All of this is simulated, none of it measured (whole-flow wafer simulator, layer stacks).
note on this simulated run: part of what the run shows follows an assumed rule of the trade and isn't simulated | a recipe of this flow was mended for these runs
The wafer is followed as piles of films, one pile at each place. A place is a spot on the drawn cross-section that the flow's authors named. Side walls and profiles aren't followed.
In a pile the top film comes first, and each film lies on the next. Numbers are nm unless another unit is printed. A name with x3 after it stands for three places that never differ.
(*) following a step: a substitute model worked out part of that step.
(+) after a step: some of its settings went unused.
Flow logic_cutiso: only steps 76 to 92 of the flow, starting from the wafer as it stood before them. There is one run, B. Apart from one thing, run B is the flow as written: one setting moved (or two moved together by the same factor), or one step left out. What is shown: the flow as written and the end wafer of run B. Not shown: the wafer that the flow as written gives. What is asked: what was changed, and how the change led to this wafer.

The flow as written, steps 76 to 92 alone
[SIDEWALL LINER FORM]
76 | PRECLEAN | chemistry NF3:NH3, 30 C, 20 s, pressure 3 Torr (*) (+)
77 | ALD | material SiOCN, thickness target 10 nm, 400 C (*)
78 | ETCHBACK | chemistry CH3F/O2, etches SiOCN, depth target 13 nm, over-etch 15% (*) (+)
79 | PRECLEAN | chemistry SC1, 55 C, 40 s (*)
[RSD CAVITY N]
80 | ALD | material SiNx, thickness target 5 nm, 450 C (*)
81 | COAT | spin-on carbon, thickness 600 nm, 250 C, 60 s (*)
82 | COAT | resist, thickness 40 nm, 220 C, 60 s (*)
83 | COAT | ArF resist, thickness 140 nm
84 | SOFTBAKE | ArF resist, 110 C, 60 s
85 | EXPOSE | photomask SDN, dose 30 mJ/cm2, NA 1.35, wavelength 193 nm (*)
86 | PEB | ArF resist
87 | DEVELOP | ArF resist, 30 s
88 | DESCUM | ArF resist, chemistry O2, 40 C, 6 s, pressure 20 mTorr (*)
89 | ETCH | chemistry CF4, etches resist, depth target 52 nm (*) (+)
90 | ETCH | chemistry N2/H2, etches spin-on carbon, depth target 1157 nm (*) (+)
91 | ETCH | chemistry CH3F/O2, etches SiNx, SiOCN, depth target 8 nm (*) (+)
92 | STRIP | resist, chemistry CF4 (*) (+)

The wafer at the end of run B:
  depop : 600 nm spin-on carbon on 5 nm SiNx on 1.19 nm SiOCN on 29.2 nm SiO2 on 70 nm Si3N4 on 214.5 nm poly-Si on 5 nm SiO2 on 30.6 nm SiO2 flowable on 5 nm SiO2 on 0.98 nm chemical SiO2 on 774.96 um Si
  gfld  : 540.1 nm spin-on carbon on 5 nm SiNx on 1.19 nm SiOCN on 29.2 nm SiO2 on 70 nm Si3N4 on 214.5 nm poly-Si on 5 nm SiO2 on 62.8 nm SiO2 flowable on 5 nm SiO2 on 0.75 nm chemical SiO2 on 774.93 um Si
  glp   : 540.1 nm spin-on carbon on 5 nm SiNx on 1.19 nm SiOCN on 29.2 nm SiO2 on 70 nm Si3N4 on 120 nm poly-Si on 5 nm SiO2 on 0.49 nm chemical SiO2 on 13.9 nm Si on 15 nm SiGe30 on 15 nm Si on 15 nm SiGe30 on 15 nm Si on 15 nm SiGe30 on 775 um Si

Cause: step 77, ALD: thickness target 14.2 nm was run, whereas the flow has thickness target 10 nm.

How this came from the change, step by step:
  77 | ALD | material SiOCN, thickness target 10 nm, 400 C (*)
      depop, dpovl x3, gfld and 13 more: SiOCN gains 14.2 (new film) (it would be, as written: SiOCN gains 10 (new film))
  78 | ETCHBACK | chemistry CH3F/O2, etches SiOCN, depth target 13 nm, over-etch 15% (*) (+)
      depop, dpovl x3, gfld and 8 more: SiOCN loses 13 (it would be, as written: SiOCN loses 10 (all of it), SiO2 loses 0.75)
      rsdn, rsdp, rsdw, rsdx: SiOCN loses 13 (it would be, as written: SiOCN loses 10 (all of it), Si loses 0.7)
      (as well as at 1 more place)
  81 | COAT | spin-on carbon, thickness 600 nm, 250 C, 60 s (*)
      gfld, gxf, gxn, gxp: spin-on carbon gains 540.1 (new film) (it would be, as written: spin-on carbon gains 516.3 (new film))
      gl, glp, plug, tap: spin-on carbon gains 540.1 (new film) (it would be, as written: spin-on carbon gains 516.4 (new film))
      (as well as at 9 more places)
  90 | ETCH | chemistry N2/H2, etches spin-on carbon, depth target 1157 nm (*) (+)
      depop, dpovl x3, gfld and 10 more: ArF resist loses 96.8 (all of it), resist loses 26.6 (it would be, as written: ArF resist loses 96.8 (all of it), resist loses 25.5)
      gl, tap: spin-on carbon loses 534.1 (all of it), SiNx loses 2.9 (it would be, as written: spin-on carbon loses 510.4 (all of it), SiNx loses 2.81)
      (as well as at 5 more places)
  91 | ETCH | chemistry CH3F/O2, etches SiNx, SiOCN, depth target 8 nm (*) (+)
      gl, gxn, tap: SiNx loses 2.1 (all of it), SiOCN loses 1.19 (all of it), SiO2 loses 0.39 (it would be, as written: SiNx loses 2.19 (all of it), SiO2 loses 0.48)
      rsdn, rsdx: SiNx loses 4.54 (all of it), SiOCN loses 1.19 (all of it), Si loses 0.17 (it would be, as written: SiNx loses 4.63 (all of it), chemical SiO2 loses 0.49 (all of it))
  92 | STRIP | resist, chemistry CF4 (*) (+)
      depop, dpovl x3, ns, rsdw: resist loses 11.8 (all of it) (it would be, as written: resist loses 12.9 (all of it))
      gfld, gxf, gxp, iso, lnri: resist loses 11.8 (all of it) (it would be, as written: resist loses 13 (all of it))
      (as well as at 11 more places)
